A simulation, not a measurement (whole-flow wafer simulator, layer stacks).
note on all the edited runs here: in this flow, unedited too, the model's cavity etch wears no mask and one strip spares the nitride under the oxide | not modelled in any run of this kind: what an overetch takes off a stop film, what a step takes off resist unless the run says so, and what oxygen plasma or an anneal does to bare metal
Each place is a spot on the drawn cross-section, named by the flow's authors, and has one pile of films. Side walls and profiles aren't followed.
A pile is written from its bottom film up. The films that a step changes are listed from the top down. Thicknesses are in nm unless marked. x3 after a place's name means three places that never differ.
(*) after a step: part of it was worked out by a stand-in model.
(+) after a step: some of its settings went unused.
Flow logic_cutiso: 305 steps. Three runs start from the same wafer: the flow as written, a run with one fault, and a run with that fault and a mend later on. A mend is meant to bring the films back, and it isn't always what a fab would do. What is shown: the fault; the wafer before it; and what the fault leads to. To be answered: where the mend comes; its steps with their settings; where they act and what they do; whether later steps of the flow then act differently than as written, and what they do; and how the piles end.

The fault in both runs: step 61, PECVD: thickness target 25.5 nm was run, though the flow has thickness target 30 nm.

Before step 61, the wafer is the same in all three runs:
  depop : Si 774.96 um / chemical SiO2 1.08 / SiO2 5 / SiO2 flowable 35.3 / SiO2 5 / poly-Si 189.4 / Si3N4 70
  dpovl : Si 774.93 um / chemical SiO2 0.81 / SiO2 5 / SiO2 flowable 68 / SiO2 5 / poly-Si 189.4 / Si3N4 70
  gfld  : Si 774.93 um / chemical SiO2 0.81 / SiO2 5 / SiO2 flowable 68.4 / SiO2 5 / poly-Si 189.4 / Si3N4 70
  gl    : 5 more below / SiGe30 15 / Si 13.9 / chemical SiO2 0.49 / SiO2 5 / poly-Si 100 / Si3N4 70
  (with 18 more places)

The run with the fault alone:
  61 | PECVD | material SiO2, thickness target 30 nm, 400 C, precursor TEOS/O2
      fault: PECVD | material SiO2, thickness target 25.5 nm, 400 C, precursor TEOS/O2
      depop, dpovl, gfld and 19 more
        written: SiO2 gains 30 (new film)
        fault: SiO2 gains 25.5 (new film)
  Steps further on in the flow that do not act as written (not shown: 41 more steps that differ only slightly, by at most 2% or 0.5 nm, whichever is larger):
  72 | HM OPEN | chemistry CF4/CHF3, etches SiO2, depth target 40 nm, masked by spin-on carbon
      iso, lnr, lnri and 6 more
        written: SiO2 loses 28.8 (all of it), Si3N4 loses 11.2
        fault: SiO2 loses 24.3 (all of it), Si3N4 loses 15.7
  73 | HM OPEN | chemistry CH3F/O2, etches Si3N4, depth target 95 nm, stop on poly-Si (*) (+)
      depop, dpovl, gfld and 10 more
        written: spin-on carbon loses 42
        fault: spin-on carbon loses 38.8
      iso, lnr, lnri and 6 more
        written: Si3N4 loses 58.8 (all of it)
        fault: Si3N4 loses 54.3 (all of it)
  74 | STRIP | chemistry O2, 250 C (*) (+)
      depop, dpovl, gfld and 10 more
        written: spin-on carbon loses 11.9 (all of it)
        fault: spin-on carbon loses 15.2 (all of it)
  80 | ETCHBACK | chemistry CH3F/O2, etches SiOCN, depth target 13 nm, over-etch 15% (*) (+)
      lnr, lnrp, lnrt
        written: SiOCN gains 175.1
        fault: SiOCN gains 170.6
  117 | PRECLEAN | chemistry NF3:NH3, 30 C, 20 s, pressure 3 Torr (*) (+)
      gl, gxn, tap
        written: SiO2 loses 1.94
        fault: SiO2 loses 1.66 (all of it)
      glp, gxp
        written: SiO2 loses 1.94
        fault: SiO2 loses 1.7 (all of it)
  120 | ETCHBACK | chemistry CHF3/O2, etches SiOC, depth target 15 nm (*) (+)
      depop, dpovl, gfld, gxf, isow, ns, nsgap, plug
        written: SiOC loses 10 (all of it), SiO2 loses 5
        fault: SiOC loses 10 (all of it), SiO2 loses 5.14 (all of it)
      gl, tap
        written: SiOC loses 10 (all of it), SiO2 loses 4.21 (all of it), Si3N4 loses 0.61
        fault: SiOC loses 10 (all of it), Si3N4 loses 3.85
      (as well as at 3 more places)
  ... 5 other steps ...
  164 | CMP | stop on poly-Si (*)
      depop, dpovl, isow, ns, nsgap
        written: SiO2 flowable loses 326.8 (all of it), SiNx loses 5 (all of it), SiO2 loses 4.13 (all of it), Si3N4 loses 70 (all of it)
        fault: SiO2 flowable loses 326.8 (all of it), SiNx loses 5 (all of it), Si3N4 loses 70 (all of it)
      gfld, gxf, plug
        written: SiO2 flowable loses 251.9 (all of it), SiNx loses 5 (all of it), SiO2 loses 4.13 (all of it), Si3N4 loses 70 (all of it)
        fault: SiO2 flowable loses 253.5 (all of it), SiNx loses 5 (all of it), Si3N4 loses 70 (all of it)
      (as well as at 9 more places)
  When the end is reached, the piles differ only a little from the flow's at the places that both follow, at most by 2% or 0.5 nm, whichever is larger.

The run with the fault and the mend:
  After step 61 comes the mend.
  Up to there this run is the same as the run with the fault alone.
  61a | PECVD | material SiO2, thickness target 4.5 nm, 400 C, precursor TEOS/O2 (a further turn of the flow's step 61, with different settings)
      depop, dpovl, gfld and 19 more
        SiO2 gains 4.5
  Later steps of the flow that are run all act as written at every place that is followed.
  By the end, the piles equal the flow's at every place that both follow.
